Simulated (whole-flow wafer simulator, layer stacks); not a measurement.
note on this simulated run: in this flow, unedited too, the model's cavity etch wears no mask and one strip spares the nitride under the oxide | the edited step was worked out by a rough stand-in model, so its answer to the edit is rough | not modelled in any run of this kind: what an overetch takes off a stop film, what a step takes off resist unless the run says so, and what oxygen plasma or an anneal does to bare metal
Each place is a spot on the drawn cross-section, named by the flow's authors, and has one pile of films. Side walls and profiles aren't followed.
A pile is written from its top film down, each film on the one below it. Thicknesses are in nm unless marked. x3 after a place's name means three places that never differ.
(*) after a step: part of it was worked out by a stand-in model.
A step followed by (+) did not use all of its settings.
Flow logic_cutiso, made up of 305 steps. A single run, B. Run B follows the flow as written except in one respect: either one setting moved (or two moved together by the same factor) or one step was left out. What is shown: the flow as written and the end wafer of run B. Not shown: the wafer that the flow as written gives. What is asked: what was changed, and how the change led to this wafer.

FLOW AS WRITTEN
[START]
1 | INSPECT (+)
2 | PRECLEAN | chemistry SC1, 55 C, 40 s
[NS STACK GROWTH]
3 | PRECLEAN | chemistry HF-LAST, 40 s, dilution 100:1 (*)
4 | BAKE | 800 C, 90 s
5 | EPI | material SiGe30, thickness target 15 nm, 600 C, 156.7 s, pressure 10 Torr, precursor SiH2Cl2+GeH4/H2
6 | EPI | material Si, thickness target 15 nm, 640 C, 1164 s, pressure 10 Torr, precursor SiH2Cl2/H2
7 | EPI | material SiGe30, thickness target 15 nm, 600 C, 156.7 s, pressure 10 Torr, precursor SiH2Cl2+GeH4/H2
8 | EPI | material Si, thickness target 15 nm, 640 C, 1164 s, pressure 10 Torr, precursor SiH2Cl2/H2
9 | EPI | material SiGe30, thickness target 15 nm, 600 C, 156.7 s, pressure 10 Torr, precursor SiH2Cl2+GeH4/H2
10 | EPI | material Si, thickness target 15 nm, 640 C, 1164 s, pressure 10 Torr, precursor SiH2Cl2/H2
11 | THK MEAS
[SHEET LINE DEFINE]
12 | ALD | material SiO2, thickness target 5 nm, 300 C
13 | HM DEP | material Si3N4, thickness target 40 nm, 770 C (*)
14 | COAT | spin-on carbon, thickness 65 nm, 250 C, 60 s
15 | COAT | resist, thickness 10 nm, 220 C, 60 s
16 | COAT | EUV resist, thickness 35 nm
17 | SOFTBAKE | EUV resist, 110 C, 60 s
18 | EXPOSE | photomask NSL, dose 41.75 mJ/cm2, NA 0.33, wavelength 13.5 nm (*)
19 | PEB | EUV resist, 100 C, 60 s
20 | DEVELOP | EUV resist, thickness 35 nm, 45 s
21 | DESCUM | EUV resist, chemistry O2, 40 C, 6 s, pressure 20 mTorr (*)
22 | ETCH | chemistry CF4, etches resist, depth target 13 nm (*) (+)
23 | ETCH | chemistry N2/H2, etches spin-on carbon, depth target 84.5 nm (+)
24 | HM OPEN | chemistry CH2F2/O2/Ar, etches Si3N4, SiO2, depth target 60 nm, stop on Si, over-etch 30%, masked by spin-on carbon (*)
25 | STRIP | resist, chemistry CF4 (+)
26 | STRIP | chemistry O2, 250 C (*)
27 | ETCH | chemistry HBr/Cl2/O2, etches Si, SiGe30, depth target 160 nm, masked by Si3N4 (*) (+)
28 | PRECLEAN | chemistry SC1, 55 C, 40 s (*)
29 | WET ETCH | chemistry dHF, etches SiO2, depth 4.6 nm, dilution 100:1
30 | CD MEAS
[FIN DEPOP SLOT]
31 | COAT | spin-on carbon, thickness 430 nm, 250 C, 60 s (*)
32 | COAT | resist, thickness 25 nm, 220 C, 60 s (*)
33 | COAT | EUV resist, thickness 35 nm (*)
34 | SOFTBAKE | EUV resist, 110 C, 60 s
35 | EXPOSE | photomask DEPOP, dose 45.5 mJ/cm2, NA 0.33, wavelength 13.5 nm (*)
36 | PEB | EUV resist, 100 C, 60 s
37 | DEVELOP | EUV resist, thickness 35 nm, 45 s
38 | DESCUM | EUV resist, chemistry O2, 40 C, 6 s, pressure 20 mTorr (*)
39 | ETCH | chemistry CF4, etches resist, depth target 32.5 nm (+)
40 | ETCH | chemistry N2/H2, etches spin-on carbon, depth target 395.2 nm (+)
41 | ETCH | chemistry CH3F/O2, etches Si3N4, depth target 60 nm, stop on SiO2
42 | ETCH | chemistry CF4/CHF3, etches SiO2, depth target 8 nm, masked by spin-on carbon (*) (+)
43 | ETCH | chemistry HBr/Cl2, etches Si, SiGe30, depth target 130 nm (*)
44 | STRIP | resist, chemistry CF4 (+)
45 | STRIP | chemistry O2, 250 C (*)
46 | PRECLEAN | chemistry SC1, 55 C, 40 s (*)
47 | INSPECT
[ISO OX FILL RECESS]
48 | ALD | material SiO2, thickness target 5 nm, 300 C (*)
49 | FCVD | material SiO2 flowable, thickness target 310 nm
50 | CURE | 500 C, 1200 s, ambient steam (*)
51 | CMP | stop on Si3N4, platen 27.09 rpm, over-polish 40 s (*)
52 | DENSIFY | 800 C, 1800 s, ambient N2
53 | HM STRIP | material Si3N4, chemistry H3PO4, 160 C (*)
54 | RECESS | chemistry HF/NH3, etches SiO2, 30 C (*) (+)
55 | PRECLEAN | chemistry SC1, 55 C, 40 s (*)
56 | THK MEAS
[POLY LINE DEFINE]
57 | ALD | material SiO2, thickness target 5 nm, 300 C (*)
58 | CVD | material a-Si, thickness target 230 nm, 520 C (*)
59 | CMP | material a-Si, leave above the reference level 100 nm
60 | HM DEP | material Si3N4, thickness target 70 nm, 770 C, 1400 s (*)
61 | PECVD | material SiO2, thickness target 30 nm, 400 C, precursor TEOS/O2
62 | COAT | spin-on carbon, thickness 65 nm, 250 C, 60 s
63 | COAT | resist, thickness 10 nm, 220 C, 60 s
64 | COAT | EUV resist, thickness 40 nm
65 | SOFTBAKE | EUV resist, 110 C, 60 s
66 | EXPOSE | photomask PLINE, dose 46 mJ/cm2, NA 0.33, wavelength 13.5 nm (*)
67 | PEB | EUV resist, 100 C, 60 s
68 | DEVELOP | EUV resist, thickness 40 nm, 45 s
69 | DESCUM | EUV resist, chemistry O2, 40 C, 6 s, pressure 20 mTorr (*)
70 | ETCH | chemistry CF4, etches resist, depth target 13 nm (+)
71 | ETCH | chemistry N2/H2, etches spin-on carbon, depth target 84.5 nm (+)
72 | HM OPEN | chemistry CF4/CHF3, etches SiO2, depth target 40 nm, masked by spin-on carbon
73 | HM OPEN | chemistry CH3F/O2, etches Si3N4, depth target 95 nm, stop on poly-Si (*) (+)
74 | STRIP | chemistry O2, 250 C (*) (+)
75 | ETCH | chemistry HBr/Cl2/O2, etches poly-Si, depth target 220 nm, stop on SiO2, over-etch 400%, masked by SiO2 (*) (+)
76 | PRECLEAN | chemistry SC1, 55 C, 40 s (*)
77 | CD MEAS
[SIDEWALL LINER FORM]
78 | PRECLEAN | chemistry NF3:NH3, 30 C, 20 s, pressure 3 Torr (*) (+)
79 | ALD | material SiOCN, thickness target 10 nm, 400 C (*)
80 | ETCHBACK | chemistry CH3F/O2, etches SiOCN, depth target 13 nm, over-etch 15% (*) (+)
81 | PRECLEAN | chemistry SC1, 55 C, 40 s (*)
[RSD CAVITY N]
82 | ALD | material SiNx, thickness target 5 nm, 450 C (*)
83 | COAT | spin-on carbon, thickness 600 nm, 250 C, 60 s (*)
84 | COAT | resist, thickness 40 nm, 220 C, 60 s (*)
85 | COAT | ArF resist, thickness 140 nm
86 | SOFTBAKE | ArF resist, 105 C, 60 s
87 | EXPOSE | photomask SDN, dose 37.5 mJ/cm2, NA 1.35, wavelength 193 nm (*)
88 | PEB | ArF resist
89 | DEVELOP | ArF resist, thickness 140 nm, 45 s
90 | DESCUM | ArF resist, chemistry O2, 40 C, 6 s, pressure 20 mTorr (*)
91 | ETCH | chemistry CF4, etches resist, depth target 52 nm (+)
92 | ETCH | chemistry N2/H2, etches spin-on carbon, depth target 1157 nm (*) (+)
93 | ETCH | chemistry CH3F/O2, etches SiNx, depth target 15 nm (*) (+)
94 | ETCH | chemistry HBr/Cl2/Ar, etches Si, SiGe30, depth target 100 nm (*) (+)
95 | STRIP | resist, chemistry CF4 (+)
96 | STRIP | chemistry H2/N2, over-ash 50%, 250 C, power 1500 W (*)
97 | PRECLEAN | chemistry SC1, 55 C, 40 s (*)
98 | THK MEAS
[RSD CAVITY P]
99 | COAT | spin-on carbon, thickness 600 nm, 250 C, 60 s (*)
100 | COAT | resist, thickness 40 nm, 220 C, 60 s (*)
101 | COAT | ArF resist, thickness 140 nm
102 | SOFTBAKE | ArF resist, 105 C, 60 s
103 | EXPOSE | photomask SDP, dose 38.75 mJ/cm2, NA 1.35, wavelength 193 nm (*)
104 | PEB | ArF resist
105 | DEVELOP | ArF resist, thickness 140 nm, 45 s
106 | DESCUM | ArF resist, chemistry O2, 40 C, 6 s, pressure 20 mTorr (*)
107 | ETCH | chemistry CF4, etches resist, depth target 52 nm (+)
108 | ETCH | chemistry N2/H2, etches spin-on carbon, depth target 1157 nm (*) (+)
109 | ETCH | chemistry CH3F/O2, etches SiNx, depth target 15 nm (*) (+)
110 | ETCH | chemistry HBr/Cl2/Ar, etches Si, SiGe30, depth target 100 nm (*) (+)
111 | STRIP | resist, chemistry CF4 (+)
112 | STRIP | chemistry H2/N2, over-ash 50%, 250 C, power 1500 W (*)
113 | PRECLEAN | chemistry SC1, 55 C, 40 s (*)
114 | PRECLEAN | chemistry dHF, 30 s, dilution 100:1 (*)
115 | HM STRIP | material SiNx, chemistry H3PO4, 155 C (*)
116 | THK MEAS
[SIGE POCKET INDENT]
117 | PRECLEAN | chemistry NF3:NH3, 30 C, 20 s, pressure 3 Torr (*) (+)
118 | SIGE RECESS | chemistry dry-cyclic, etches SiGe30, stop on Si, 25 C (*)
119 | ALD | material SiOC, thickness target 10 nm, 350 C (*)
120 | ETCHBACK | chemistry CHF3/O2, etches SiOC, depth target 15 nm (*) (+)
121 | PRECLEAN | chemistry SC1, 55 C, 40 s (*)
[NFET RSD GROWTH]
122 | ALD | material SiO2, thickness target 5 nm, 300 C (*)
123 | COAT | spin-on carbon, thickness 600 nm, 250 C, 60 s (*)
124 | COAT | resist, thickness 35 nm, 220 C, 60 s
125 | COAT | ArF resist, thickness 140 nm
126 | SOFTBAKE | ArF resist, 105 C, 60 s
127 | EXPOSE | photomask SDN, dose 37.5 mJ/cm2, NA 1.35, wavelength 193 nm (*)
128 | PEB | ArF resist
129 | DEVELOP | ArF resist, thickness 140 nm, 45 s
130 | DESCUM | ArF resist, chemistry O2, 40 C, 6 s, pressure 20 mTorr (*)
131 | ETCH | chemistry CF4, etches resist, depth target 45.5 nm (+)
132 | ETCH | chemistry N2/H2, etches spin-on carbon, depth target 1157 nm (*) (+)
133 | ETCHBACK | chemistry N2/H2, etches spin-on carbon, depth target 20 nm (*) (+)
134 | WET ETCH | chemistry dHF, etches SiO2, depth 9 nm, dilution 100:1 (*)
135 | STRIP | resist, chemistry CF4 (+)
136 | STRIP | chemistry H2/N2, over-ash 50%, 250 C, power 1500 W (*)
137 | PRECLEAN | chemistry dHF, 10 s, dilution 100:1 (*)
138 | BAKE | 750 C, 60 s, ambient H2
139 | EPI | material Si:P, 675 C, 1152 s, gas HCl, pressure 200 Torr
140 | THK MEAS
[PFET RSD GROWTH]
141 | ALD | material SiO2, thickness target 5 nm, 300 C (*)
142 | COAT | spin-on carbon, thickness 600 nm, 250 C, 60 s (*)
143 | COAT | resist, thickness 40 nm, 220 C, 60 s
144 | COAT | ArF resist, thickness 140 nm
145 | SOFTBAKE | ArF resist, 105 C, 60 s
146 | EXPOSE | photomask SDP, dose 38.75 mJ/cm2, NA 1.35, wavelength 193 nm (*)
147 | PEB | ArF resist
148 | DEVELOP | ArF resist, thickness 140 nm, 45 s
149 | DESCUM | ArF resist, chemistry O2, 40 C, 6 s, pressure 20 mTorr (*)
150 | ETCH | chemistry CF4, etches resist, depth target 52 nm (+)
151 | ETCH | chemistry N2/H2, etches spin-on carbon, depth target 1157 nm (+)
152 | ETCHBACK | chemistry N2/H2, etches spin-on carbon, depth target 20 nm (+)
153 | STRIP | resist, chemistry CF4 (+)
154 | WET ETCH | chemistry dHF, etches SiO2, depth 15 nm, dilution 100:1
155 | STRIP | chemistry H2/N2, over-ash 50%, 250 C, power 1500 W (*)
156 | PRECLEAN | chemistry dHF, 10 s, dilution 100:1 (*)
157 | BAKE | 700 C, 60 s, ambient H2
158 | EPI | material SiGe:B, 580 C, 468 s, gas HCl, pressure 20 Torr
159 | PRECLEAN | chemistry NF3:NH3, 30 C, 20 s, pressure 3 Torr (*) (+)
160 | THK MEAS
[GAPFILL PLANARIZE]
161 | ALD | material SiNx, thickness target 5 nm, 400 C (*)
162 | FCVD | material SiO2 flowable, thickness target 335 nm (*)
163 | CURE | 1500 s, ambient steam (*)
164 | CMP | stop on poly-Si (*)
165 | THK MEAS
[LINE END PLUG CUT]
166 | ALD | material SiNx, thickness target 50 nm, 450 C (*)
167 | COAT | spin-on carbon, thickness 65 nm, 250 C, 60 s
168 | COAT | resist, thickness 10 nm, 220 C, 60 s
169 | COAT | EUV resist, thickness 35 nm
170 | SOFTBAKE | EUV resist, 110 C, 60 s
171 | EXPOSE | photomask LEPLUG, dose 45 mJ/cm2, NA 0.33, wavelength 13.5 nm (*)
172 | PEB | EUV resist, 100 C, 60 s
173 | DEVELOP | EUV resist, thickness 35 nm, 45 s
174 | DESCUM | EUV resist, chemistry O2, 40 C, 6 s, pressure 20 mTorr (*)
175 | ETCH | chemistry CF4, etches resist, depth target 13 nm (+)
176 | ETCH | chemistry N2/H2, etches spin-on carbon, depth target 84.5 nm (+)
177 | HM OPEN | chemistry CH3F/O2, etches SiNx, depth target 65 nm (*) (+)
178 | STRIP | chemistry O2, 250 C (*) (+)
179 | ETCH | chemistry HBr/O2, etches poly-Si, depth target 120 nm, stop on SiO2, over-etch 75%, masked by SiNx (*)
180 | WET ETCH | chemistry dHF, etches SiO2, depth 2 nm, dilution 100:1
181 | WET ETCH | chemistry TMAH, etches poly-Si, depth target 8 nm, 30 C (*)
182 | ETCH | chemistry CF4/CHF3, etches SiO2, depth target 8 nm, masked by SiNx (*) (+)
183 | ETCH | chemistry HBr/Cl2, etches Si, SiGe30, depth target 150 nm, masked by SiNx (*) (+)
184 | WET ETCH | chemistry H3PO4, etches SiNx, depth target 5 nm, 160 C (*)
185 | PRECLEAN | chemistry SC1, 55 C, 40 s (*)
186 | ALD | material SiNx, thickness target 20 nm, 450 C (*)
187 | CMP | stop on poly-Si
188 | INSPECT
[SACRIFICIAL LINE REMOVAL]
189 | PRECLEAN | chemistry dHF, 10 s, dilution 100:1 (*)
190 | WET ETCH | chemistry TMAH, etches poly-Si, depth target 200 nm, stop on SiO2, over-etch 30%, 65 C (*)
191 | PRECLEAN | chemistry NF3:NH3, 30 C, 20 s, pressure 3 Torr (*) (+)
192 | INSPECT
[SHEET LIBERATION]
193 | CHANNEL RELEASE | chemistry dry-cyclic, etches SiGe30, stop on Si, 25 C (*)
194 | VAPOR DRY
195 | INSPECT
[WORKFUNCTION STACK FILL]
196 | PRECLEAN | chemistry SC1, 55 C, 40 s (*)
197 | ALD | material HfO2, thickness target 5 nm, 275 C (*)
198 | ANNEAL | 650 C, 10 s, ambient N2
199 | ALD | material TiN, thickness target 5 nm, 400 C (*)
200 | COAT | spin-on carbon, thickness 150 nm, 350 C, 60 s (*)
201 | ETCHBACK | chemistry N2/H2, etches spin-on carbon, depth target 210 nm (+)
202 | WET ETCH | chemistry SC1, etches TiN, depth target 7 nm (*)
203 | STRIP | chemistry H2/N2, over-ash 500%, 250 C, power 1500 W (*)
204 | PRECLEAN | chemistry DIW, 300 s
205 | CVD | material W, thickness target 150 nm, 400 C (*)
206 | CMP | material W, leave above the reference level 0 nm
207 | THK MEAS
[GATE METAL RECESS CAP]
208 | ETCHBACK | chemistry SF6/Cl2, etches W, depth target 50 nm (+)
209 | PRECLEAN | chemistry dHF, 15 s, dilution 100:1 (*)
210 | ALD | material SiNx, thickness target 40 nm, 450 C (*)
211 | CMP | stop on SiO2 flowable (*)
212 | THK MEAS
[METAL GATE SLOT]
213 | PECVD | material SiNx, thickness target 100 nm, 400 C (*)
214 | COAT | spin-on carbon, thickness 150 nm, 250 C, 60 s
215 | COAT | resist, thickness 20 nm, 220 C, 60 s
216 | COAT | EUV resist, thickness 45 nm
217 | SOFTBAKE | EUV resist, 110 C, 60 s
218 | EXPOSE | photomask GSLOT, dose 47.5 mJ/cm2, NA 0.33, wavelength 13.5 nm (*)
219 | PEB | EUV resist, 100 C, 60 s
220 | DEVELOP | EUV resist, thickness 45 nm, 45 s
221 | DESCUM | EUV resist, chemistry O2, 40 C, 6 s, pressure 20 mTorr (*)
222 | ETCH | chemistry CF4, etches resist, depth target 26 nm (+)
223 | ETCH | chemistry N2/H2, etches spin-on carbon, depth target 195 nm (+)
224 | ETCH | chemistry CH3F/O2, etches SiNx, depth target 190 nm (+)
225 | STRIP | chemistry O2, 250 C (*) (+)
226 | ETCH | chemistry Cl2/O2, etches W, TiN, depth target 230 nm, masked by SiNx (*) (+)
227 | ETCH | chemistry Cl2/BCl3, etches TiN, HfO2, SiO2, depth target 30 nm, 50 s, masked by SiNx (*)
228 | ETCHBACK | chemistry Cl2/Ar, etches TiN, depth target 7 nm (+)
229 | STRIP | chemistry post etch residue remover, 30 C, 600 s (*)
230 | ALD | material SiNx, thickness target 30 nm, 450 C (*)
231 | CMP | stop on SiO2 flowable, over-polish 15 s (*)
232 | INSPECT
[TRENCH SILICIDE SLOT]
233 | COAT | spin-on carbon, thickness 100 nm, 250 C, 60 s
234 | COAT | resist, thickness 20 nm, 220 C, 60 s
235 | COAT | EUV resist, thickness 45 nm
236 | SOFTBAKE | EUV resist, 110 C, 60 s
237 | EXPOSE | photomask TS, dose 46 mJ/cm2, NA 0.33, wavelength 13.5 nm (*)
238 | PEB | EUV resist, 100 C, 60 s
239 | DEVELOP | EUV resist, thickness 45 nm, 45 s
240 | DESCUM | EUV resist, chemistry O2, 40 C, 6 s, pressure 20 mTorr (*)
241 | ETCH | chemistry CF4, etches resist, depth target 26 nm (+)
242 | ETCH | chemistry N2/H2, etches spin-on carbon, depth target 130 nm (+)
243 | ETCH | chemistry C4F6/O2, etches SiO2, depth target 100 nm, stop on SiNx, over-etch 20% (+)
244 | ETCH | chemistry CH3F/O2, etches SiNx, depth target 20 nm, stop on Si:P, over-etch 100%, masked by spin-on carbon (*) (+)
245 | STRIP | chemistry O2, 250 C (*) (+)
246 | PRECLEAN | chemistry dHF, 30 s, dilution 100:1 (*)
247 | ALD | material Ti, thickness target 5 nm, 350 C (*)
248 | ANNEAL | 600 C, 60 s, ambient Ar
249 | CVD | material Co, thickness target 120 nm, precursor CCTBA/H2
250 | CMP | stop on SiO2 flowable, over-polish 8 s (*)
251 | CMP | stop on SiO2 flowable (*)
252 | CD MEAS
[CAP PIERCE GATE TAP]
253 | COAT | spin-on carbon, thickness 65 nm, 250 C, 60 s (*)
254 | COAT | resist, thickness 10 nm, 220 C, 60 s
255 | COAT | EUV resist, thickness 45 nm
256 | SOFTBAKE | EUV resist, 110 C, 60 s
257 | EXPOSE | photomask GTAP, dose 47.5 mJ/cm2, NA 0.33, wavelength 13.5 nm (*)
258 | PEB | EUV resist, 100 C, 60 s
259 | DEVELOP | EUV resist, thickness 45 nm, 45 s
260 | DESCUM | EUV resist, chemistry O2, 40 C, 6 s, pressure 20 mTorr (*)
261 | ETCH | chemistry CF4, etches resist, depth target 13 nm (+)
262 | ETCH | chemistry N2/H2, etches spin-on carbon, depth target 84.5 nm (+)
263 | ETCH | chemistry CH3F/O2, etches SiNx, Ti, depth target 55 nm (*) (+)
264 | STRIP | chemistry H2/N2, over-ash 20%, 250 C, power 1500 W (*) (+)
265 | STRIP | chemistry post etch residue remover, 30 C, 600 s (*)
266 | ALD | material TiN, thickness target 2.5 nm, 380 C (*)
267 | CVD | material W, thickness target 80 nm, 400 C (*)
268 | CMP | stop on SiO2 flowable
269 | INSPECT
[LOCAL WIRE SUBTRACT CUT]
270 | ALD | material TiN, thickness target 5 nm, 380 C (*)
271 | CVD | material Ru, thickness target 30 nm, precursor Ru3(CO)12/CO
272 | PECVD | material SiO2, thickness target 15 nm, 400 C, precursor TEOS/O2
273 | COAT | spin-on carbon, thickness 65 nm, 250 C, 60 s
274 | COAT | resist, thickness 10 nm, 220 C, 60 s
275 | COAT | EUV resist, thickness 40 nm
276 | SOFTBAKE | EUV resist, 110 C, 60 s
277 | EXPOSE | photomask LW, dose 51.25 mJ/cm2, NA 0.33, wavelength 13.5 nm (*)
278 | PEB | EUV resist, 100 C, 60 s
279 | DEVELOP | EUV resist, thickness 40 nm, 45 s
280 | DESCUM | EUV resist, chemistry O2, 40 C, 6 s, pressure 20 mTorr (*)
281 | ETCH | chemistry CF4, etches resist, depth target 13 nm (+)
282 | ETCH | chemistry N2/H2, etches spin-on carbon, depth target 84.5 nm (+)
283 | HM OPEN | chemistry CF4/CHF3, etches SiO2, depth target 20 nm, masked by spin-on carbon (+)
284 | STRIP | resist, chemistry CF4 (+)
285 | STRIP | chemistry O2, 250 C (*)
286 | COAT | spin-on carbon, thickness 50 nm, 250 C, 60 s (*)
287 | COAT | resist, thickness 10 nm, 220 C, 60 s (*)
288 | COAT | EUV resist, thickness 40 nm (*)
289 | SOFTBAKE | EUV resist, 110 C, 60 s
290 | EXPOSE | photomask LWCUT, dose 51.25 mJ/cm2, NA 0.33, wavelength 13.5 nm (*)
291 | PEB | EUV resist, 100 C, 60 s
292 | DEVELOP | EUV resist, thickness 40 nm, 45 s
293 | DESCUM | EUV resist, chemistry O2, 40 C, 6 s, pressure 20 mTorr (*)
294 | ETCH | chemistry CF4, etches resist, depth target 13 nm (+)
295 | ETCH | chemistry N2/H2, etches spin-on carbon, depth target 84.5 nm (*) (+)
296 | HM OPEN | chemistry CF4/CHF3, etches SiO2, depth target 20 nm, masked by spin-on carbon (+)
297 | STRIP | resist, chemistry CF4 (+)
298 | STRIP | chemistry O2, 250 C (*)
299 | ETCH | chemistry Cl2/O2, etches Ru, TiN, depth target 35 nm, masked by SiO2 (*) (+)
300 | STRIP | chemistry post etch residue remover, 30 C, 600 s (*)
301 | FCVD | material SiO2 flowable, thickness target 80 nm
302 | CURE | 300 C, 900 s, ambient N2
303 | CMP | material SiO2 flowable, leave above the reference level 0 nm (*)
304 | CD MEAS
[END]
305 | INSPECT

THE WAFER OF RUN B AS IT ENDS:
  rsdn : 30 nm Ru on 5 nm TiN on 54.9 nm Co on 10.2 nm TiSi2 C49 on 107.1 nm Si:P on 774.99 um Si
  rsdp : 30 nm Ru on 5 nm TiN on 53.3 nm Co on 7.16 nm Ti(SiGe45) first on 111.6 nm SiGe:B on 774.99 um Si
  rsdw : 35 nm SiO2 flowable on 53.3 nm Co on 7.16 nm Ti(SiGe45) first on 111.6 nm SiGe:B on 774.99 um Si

What caused this: step 247, ALD: thickness target 4 nm was run, though the flow has thickness target 5 nm.

The path from the change to this, step by step:
  247 | ALD | material Ti, thickness target 5 nm, 350 C (*)
      depop, dpovl, gfld and 19 more: +4 Ti (new film) (as written it would have been: +5 Ti (new film))
  248 | ANNEAL | 600 C, 60 s, ambient Ar
      rsdp, rsdw: +7.16 Ti(SiGe45) first (new film), -4 Ti (all of it), -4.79 SiGe:B (as written it would have been: +8.95 Ti(SiGe45) first (new film), -5 Ti (all of it), -5.98 SiGe:B)
      rsdn: +10.2 TiSi2 C49 (new film), -4 Ti (all of it), -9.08 Si:P (as written it would have been: +12.7 TiSi2 C49 (new film), -5 Ti (all of it), -11.3 Si:P)
  250 | CMP | stop on SiO2 flowable, over-polish 8 s (*)
      rsdx: -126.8 Co (as written it would have been: -127.9 Co (all of it))
      gl, glp, gxf, gxn, gxp, tap: -120.3 Co (all of it), -4 Ti (all of it), -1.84 SiNx (as written it would have been: -120.3 Co (all of it), -5 Ti (all of it), -1.84 SiNx)
      (and at 11 other places as well)
  251 | CMP | stop on SiO2 flowable (*)
      rsdx: -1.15 Co (all of it), -4 Ti (all of it) (as written it would have been: -5 Ti (all of it))
      iso: -2.22 Co (all of it), -3.34 Ti (as written it would have been: -1.22 Co (all of it), -4.34 Ti)
